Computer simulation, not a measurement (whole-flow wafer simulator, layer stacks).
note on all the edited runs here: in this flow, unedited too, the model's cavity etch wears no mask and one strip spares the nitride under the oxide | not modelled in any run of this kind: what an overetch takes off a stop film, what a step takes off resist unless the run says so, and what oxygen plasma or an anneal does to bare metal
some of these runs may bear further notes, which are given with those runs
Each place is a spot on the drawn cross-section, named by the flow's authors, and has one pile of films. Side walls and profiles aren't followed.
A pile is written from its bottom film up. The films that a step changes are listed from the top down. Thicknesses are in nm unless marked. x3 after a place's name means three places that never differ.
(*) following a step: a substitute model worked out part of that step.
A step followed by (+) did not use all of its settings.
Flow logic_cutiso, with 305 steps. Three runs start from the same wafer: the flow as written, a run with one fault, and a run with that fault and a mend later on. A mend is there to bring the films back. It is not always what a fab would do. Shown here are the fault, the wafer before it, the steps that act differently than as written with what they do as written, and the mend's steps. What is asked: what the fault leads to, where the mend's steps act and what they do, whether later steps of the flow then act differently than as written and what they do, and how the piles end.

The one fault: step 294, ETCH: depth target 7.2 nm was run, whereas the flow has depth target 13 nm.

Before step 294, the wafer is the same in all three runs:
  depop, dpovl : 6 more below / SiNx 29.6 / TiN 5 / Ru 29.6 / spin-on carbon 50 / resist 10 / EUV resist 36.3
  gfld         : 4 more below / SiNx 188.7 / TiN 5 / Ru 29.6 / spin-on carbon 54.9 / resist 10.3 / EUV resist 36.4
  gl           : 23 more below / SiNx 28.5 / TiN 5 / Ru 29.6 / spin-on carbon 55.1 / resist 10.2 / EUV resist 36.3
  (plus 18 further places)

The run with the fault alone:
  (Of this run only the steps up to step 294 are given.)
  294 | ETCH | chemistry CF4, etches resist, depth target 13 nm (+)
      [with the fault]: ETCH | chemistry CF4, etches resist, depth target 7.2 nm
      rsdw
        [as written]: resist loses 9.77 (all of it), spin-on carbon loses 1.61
        [with the fault]: resist loses 7.2
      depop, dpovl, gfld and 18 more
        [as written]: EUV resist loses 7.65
        [with the fault]: EUV resist loses 4.24
  After step 294, at depop, dpovl, gfld and 19 more, the piles differ from the flow's by more than 2% or 0.5 nm, whichever is larger.
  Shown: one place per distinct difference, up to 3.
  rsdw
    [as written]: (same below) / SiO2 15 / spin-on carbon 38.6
    [with the fault]: (same below) / SiO2 15 / spin-on carbon 40.2 / resist 2.57
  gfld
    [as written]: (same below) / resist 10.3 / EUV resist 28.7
    [with the fault]: (same below) / resist 10.3 / EUV resist 32.1
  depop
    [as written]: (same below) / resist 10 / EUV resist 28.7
    [with the fault]: (same below) / resist 10 / EUV resist 32.1

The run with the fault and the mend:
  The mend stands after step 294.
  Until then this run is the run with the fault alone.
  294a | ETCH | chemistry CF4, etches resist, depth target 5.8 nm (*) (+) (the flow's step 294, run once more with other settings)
      depop, dpovl, gfld and 18 more
        EUV resist loses 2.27
      rsdw
        resist loses 2.57 (all of it), spin-on carbon loses 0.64
  Later steps of the flow acting differently than as written (not shown: 2 more steps that differ only slightly, by at most 2% or 0.5 nm, whichever is larger):
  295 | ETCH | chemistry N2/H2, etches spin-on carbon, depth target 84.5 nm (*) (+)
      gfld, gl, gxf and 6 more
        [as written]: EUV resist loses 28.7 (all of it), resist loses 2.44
        [with the mend]: EUV resist loses 29.8 (all of it), resist loses 2.48
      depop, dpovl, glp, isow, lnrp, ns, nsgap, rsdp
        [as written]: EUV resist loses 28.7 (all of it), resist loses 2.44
        [with the mend]: EUV resist loses 29.8 (all of it), resist loses 2.49
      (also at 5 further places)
  At every place that both follow, the piles at the end match the flow's.
